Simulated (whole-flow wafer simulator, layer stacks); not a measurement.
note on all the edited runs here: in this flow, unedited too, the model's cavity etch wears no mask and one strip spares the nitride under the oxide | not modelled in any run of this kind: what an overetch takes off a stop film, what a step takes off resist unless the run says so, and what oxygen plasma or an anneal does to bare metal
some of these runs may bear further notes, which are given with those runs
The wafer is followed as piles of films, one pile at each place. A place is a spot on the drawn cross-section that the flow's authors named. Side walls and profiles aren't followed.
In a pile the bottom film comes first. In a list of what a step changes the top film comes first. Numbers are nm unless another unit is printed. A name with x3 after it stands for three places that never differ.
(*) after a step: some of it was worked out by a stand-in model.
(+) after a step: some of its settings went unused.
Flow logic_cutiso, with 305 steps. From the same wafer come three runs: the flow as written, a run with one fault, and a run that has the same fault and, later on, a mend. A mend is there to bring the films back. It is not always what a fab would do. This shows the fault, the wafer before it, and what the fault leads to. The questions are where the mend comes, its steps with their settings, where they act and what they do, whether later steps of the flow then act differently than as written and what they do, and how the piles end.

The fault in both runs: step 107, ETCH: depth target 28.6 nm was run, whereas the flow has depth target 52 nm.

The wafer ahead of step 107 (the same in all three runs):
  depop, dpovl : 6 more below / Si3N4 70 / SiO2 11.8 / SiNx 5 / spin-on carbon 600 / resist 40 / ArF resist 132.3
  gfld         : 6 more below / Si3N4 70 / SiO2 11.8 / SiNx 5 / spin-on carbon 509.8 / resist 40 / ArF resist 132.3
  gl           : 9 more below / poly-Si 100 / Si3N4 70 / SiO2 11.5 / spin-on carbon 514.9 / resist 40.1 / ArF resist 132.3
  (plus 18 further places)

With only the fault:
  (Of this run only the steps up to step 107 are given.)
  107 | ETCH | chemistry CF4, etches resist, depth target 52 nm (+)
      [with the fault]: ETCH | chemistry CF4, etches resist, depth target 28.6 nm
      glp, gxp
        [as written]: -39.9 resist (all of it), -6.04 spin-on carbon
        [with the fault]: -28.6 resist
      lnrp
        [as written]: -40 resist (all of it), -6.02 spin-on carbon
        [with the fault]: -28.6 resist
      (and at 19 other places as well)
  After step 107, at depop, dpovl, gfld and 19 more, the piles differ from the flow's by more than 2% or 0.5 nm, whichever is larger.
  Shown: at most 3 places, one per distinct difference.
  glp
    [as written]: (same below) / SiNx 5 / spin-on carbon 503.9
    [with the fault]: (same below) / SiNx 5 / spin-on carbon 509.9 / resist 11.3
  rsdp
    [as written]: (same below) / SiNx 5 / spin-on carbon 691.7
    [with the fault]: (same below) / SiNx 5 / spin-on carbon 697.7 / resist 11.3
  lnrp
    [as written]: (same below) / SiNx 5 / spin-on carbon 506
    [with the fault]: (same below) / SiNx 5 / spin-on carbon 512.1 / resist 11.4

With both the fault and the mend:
  The mend follows step 107.
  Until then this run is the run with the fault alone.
  107a | ETCH | chemistry CF4, etches resist, depth target 23.4 nm (*) (+) (the flow's step 107 again, with other settings)
      depop, dpovl, gfld and 14 more
        -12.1 ArF resist
      glp, gxp
        -11.3 resist (all of it), -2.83 spin-on carbon
      lnrp
        -11.4 resist (all of it), -2.81 spin-on carbon
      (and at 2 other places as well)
  Steps further on in the flow that do not act as written (2 more steps, not shown, differ only slightly: by at most 2% or 0.5 nm, whichever is larger):
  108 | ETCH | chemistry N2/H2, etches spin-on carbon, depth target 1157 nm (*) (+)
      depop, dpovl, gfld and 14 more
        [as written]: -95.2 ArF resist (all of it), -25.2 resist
        [with the mend]: -99.8 ArF resist (all of it), -25.2 resist
  By the end, the piles equal the flow's at every place that both follow.
